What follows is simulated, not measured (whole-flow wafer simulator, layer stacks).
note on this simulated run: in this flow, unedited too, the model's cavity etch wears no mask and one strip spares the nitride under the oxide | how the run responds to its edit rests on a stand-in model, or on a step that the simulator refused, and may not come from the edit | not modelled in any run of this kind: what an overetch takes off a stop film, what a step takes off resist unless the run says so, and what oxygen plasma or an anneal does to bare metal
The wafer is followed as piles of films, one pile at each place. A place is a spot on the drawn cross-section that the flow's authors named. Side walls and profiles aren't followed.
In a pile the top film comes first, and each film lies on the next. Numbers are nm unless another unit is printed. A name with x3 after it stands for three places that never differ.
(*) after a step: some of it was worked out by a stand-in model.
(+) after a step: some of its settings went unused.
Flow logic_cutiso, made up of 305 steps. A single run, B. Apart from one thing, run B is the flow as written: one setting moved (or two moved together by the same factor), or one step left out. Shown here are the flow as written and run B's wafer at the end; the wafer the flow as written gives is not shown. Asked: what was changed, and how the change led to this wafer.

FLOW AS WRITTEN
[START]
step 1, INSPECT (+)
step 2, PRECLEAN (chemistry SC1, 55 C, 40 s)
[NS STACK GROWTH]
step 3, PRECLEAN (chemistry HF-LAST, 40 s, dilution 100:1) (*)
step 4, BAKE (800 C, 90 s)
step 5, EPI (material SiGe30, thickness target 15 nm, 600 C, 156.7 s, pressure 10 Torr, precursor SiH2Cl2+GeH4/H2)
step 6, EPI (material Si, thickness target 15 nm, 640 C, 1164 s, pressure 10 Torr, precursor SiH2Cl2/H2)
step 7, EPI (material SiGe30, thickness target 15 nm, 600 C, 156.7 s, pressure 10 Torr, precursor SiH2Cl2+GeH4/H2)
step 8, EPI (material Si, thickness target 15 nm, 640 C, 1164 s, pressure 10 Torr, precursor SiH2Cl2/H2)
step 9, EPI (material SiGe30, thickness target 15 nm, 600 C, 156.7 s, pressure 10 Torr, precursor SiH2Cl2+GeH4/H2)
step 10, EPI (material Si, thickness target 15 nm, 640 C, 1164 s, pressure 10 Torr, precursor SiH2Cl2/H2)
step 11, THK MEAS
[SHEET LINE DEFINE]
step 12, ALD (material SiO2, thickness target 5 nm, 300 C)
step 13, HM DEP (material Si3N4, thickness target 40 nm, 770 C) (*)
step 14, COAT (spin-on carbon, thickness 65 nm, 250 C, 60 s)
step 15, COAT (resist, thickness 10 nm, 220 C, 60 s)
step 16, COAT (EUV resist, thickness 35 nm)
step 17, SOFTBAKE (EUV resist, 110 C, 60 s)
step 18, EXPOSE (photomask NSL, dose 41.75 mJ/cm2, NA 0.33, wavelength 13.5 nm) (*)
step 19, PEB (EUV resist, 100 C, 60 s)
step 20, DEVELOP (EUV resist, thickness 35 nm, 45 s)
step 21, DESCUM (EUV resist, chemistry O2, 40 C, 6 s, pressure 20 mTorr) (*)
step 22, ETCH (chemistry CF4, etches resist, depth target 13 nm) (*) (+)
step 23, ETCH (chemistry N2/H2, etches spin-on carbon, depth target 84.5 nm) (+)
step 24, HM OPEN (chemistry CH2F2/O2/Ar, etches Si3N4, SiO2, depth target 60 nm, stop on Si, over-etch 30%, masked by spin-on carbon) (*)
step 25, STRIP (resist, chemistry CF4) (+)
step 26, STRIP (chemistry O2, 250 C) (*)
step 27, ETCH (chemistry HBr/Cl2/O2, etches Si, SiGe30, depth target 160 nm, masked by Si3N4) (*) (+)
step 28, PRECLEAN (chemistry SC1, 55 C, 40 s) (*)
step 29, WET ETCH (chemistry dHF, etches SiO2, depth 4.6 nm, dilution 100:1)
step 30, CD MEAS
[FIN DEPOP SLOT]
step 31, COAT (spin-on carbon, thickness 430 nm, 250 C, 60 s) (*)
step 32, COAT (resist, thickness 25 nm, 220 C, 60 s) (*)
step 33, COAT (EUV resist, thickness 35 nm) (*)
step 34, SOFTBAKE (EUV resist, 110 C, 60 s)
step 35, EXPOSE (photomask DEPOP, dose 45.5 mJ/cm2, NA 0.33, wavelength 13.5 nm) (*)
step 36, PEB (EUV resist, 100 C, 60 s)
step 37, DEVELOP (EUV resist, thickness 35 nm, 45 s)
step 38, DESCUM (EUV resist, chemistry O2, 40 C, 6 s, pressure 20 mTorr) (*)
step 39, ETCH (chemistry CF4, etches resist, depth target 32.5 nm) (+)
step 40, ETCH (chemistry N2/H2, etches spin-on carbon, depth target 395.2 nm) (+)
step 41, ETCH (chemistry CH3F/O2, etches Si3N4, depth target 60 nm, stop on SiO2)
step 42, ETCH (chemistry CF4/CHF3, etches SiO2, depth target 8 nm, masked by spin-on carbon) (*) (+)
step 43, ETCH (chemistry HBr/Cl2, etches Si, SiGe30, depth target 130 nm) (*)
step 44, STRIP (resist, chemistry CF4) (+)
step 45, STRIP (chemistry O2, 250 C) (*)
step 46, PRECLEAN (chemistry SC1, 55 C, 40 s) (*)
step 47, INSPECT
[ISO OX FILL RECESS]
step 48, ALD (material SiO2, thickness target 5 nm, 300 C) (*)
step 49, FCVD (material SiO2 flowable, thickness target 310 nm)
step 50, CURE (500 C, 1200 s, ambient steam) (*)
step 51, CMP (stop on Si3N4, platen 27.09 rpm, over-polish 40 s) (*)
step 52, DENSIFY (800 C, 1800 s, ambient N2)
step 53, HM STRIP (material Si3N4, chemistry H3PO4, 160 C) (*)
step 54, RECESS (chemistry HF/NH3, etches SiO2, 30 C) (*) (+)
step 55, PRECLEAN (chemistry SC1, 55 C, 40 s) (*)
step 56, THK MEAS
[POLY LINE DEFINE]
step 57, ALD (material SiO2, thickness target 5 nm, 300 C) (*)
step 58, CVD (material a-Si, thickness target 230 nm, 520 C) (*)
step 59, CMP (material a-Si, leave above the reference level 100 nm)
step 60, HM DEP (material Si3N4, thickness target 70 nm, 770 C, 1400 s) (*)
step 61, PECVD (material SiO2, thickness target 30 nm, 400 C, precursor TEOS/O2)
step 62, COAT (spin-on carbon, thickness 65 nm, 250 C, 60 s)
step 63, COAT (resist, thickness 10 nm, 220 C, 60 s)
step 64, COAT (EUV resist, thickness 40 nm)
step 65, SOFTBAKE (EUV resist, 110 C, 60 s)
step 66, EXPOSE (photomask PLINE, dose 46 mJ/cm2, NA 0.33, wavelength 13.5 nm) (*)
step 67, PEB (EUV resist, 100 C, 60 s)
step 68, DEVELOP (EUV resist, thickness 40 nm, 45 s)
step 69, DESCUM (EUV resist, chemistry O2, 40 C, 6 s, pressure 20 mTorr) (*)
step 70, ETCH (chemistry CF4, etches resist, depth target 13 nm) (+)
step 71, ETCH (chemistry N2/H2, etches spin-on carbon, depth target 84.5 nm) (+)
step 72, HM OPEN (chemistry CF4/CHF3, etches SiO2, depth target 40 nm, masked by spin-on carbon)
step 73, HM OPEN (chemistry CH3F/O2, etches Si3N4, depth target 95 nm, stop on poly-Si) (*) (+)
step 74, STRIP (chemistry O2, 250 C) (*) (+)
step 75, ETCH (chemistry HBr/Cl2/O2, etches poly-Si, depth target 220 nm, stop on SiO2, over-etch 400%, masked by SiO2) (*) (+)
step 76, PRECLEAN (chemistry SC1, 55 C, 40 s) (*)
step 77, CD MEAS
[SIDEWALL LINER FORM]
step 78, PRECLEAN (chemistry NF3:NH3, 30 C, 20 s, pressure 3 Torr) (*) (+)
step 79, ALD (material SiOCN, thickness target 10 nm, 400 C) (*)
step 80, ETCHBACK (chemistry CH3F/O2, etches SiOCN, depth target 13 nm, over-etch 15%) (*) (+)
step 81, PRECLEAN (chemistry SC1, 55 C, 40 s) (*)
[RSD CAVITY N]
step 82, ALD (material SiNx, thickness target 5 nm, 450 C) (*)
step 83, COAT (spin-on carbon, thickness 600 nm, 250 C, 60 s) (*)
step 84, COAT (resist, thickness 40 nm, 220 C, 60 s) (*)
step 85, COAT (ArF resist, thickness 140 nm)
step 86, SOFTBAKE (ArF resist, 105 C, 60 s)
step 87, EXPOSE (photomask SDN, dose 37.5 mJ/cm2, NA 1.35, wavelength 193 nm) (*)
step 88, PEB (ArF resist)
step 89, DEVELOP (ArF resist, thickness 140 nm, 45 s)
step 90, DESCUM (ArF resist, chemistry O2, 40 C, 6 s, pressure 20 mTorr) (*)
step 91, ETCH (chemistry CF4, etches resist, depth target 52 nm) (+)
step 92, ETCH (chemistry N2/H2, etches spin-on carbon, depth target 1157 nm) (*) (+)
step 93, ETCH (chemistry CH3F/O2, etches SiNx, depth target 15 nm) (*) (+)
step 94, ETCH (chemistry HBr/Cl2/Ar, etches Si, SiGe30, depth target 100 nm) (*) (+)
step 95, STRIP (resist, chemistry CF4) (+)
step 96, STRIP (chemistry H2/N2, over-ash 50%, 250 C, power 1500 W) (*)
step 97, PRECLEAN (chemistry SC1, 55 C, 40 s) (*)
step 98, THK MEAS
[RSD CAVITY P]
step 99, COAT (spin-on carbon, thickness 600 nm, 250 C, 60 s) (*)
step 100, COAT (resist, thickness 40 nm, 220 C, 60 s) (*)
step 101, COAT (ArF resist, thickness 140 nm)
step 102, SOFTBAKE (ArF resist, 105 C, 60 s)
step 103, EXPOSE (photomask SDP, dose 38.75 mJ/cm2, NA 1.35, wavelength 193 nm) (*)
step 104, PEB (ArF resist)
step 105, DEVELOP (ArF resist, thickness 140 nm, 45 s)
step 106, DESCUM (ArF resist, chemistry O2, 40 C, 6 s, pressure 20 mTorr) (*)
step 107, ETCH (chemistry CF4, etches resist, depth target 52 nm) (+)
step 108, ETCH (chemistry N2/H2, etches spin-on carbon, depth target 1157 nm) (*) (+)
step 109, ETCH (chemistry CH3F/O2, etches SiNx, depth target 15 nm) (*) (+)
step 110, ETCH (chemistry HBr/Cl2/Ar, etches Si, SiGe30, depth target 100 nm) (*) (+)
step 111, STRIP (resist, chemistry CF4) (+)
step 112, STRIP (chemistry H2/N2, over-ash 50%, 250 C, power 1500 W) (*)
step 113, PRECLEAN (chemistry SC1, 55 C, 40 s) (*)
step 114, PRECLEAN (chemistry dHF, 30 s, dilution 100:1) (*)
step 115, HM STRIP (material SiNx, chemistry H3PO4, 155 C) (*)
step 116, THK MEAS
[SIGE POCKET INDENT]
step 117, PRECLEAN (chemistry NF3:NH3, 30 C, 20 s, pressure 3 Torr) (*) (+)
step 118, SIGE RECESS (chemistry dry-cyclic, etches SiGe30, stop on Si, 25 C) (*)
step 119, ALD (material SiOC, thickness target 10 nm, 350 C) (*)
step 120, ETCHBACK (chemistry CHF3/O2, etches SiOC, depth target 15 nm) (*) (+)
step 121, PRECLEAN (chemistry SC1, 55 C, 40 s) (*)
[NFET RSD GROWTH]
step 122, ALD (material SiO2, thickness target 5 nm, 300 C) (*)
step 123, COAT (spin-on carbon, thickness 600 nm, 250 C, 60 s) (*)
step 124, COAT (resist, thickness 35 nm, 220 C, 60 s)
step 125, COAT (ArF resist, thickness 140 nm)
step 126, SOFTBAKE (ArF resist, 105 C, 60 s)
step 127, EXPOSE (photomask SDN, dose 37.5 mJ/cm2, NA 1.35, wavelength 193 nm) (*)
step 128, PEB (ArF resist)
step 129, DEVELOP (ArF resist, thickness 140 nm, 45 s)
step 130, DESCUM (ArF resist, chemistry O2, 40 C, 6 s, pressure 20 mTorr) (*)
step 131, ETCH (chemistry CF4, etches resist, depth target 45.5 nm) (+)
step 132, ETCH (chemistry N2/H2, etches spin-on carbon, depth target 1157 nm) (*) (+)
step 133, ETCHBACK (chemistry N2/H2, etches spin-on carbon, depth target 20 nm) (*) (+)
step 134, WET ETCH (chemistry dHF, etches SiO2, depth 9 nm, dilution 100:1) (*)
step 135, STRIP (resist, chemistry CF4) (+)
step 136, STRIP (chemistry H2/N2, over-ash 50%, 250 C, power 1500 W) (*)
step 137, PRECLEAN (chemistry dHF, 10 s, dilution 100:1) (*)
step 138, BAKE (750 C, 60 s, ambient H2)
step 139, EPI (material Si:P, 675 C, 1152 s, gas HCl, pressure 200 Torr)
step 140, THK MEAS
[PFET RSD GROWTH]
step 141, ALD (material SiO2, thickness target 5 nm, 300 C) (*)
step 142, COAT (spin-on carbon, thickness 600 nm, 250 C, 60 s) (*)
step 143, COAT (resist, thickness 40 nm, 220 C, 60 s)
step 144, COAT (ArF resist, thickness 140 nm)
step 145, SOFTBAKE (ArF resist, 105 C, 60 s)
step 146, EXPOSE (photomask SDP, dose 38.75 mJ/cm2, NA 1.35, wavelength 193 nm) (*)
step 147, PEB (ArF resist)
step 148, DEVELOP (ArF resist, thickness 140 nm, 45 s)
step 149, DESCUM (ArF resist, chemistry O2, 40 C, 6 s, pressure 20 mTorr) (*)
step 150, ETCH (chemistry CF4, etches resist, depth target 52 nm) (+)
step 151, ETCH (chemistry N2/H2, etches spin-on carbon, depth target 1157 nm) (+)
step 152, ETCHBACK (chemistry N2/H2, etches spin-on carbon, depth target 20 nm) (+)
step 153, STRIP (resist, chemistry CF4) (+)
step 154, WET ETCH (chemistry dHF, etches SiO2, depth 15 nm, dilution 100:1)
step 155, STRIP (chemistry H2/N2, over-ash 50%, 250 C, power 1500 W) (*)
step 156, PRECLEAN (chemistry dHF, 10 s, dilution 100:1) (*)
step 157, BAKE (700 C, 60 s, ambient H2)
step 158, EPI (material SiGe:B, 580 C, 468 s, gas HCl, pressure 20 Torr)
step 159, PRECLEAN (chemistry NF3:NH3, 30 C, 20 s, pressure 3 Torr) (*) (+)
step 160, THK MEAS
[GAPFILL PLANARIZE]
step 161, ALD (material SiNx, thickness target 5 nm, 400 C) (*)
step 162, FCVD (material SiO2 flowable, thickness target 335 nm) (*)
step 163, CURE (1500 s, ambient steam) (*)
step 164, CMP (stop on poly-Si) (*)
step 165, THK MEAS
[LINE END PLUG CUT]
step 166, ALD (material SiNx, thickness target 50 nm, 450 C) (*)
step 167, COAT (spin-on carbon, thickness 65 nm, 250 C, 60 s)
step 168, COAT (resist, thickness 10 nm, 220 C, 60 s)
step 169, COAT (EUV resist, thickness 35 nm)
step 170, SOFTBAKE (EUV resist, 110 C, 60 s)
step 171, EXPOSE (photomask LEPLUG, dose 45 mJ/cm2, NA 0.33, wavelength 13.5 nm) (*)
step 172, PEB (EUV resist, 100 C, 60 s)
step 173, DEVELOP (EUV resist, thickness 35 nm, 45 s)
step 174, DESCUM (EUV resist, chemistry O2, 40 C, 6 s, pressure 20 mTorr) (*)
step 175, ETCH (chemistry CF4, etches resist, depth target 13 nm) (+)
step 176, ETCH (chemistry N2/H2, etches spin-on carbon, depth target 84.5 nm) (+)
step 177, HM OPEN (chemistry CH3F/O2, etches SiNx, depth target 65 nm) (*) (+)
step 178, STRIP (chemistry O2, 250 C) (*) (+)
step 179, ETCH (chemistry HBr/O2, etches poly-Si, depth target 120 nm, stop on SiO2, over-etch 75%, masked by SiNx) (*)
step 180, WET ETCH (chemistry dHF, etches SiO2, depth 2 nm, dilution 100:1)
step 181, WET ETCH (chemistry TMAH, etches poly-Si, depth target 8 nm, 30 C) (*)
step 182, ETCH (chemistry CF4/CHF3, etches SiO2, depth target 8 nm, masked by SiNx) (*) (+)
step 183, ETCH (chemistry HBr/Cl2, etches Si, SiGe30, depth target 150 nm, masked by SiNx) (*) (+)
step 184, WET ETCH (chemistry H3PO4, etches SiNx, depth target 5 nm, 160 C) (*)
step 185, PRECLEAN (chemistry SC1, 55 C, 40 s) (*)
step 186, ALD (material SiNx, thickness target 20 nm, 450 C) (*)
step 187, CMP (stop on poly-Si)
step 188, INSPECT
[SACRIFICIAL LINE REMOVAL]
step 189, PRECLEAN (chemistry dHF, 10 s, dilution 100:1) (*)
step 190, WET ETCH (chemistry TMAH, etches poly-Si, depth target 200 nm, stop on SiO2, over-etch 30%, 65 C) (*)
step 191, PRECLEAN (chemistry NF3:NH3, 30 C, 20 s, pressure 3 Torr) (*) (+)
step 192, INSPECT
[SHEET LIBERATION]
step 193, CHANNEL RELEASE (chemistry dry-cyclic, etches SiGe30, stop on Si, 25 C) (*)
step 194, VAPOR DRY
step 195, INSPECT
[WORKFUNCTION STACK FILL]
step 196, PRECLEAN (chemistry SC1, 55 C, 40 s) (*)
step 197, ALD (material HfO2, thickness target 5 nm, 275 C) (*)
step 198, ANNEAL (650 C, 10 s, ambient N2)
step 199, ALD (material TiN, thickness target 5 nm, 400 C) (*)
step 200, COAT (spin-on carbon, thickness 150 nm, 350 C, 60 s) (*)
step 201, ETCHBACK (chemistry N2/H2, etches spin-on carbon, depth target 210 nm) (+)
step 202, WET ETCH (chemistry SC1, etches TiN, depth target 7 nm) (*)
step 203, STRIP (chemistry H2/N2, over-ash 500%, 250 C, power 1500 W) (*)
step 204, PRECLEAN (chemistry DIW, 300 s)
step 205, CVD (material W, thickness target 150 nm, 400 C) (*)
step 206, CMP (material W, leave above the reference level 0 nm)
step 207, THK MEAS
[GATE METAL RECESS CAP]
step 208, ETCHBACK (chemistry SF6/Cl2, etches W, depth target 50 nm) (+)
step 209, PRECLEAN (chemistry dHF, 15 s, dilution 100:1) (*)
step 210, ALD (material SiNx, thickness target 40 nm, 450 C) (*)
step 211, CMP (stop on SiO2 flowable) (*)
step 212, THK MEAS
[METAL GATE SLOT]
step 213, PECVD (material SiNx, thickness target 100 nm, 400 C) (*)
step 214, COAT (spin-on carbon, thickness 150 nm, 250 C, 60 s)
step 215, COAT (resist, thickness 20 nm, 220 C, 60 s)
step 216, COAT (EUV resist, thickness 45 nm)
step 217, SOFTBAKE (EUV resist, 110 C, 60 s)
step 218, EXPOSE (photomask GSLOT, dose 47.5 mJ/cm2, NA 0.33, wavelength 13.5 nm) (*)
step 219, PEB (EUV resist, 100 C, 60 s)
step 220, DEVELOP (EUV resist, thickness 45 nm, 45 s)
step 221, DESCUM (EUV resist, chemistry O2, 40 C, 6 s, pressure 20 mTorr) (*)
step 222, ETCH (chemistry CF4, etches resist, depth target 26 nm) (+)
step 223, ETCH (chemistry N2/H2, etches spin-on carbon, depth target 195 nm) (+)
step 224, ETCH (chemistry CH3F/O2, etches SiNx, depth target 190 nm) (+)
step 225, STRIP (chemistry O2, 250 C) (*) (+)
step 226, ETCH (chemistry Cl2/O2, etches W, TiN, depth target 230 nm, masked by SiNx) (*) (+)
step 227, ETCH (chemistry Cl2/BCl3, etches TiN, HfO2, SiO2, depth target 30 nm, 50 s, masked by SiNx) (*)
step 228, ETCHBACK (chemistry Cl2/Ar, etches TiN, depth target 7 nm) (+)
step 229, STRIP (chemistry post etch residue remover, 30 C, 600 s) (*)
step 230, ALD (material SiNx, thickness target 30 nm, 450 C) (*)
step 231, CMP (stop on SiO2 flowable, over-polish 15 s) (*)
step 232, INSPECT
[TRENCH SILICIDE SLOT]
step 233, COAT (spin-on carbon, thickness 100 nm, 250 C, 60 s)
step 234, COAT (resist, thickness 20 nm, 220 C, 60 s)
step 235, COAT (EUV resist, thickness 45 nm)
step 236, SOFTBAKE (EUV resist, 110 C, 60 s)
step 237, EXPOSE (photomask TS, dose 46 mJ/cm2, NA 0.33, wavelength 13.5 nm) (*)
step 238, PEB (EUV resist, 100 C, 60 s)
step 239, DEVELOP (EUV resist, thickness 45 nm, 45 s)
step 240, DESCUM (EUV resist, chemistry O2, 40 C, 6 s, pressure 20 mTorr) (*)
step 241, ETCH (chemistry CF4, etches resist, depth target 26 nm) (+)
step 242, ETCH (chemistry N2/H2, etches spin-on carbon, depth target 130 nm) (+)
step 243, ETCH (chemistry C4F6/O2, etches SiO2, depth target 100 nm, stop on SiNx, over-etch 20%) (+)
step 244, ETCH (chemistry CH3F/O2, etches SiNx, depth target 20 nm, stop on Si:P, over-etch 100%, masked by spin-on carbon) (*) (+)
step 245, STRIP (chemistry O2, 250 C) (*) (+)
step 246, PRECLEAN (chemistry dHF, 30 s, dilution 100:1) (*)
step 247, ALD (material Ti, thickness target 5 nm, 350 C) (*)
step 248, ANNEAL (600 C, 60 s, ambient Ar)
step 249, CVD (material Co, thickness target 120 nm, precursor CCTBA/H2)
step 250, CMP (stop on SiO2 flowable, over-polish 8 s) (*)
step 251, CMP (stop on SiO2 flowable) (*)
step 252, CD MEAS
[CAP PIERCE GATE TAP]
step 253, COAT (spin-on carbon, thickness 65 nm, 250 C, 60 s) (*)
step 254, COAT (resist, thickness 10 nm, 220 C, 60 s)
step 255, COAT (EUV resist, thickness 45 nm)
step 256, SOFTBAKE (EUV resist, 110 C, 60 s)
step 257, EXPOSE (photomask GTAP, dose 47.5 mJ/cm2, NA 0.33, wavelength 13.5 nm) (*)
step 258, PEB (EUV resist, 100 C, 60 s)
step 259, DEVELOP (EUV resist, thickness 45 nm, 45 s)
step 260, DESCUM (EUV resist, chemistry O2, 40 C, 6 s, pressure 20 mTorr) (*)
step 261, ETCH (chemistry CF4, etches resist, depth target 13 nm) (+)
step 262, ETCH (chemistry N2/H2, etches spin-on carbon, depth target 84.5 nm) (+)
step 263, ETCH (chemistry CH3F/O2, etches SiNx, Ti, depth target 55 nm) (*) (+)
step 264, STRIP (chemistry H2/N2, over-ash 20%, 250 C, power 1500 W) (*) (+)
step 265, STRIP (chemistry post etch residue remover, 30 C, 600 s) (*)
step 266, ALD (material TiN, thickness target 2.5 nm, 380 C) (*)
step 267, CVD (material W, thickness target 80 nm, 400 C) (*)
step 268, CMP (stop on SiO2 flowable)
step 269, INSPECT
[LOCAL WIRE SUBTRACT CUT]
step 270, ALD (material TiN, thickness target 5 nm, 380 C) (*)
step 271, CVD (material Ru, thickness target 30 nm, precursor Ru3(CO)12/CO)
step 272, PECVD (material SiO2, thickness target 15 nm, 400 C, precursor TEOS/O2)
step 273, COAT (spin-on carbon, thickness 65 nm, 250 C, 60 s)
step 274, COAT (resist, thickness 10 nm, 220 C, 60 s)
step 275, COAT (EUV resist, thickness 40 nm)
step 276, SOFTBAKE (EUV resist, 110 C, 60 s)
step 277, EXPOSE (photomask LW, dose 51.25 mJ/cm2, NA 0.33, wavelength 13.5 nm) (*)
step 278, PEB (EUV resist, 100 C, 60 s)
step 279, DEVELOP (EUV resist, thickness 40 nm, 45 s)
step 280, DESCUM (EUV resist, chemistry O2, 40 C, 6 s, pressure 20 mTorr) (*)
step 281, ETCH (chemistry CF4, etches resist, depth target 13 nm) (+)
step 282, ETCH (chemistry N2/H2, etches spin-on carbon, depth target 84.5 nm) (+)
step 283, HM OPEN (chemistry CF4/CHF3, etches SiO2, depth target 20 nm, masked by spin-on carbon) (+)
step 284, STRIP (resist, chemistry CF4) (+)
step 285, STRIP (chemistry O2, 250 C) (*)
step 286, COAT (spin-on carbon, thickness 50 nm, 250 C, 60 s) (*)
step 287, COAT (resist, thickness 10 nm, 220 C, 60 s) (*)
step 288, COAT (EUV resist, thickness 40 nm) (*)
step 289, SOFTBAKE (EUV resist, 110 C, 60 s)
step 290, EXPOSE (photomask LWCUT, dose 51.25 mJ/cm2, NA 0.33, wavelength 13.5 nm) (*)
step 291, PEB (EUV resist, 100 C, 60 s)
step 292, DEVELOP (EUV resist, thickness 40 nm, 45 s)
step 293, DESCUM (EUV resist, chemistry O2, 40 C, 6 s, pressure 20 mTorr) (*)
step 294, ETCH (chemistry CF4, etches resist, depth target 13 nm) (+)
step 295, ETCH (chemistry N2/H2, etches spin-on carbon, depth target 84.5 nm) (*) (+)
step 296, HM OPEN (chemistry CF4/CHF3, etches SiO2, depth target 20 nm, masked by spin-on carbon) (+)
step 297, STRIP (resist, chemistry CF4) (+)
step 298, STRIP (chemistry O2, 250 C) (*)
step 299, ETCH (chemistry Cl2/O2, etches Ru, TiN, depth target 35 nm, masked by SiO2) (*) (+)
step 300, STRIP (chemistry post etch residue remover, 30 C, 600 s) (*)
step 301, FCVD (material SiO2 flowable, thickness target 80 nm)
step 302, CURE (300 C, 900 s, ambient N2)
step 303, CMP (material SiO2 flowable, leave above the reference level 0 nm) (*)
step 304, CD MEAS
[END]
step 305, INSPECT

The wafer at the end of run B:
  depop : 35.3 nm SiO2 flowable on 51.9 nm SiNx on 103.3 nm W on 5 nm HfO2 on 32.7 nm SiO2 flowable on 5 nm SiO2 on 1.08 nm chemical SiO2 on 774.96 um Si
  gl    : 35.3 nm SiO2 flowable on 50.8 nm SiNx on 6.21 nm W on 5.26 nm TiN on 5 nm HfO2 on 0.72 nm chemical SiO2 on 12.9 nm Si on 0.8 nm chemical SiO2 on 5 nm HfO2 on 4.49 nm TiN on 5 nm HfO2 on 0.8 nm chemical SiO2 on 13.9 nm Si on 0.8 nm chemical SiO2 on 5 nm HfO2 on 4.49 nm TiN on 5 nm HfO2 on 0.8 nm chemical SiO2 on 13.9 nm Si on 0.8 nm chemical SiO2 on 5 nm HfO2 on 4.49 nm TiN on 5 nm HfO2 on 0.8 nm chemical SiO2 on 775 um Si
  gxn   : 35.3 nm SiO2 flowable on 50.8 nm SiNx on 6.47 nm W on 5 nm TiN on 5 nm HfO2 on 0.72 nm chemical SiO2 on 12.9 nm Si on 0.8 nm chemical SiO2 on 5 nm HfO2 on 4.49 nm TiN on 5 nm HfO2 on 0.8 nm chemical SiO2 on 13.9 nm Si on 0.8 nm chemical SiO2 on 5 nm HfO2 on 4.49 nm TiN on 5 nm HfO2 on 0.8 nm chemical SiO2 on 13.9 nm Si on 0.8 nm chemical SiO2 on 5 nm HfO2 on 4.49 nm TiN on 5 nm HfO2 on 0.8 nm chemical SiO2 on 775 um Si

The reason: step 208, ETCHBACK: depth target 75 nm was run, whereas the flow has depth target 50 nm.

Step by step, how the change led to this:
  step 208, ETCHBACK (chemistry SF6/Cl2, etches W, depth target 50 nm) (+)
      depop, dpovl, gfld and 9 more: W loses 75 (in the flow as written it would be: W loses 50)
      iso, rsdn, rsdp, rsdw, rsdx: SiO2 flowable loses 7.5 (in the flow as written it would be: SiO2 flowable loses 5)
      (and at 5 other places as well)
  step 210, ALD (material SiNx, thickness target 40 nm, 450 C) (*)
      gfld, gl, glp, gxf, gxn, gxp, tap: SiNx gains 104 (new film) (in the flow as written it would be: SiNx gains 82.6 (new film))
      plug: SiNx gains 45.2 (in the flow as written it would be: SiNx gains 42.5)
  step 211, CMP (stop on SiO2 flowable) (*)
      depop, dpovl, isow, ns, nsgap: nothing (in the flow as written it would be: SiNx loses 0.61)
      gfld, gl, glp, gxf, gxn, gxp, tap: SiNx loses 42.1 (in the flow as written it would be: SiNx loses 43.2)
      (and at 5 other places as well)
  step 224, ETCH (chemistry CH3F/O2, etches SiNx, depth target 190 nm) (+)
      gfld: SiNx loses 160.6 (all of it), W loses 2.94 (in the flow as written it would be: SiNx loses 138.1 (all of it), W loses 5.19)
  step 226, ETCH (chemistry Cl2/O2, etches W, TiN, depth target 230 nm, masked by SiNx) (*) (+)
      depop, dpovl, gl and 18 more: SiNx loses 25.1 (in the flow as written it would be: SiNx loses 30.8)
      gfld: W loses 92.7 (all of it), TiN loses 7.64 (all of it), HfO2 loses 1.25 (in the flow as written it would be: W loses 115.4 (all of it), TiN loses 7.64 (all of it), HfO2 loses 1.54)
  step 231, CMP (stop on SiO2 flowable, over-polish 15 s) (*)
      gfld, gl, glp, gxf, gxn, gxp, plug, tap: SiNx loses 68.4 (in the flow as written it would be: SiNx loses 62.7)
      depop, dpovl, isow, ns, nsgap: SiNx loses 46.5 (in the flow as written it would be: SiNx loses 62.7)
      (and at 9 other places as well)
  step 243, ETCH (chemistry C4F6/O2, etches SiO2, depth target 100 nm, stop on SiNx, over-etch 20%) (+)
      rsdn, rsdp, rsdw: SiO2 flowable loses 55 (all of it) (in the flow as written it would be: SiO2 flowable loses 57.5 (all of it))
  step 246, PRECLEAN (chemistry dHF, 30 s, dilution 100:1) (*)
      depop, dpovl, isow, ns, nsgap: SiNx loses 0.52 (in the flow as written it would be: SiNx loses 1.08)
  step 251, CMP (stop on SiO2 flowable) (*)
      rsdx: Ti loses 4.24 (in the flow as written it would be: Ti loses 5 (all of it))
      gfld, gl, glp, gxf, gxn, gxp, plug, tap: SiNx loses 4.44 (in the flow as written it would be: SiNx loses 5)
      (and at 8 other places as well)
  step 263, ETCH (chemistry CH3F/O2, etches SiNx, Ti, depth target 55 nm) (*) (+)
      glp, lnrp, lnrt, plug, rsdn, rsdp, rsdw: resist loses 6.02 (all of it), spin-on carbon loses 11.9 (in the flow as written it would be: resist loses 6.02 (all of it), spin-on carbon loses 6.48)
      depop, dpovl, gl, isow, ns, nsgap: resist loses 6.03 (all of it), spin-on carbon loses 11.8 (in the flow as written it would be: resist loses 6.03 (all of it), spin-on carbon loses 6.46)
      (and at 9 other places as well)
  step 264, STRIP (chemistry H2/N2, over-ash 20%, 250 C, power 1500 W) (*) (+)
      gfld, gl, gxf, gxn, gxp, lnr, lnri, lnrp: spin-on carbon loses 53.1 (all of it) (in the flow as written it would be: spin-on carbon loses 58.4 (all of it))
      glp, lnrt, plug, rsdn, rsdp, rsdw: spin-on carbon loses 53 (all of it) (in the flow as written it would be: spin-on carbon loses 58.4 (all of it))
      (and at 7 other places as well)
  step 265, STRIP (chemistry post etch residue remover, 30 C, 600 s) (*)
      rsdx: Ti loses 0.76 (all of it) (in the flow as written it would be: nothing)
      iso: Ti loses 1.17 (all of it) (in the flow as written it would be: Ti loses 0.66 (all of it))
  step 267, CVD (material W, thickness target 80 nm, 400 C) (*)
      tap: W gains 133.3 (new film) (in the flow as written it would be: W gains 111.4 (new film))
  step 268, CMP (stop on SiO2 flowable)
      depop, dpovl, gfld and 9 more: W loses 80.2 (all of it), TiN loses 2.5 (all of it), SiNx loses 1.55 (in the flow as written it would be: W loses 80.2 (all of it), TiN loses 2.5 (all of it), SiNx loses 0.98)
      lnr, lnri, lnrp, lnrt: W loses 80 (all of it), TiN loses 2.5 (all of it), SiOCN loses 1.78 (in the flow as written it would be: W loses 80 (all of it), TiN loses 2.5 (all of it), SiOCN loses 1.22)
      (and at 3 other places as well)
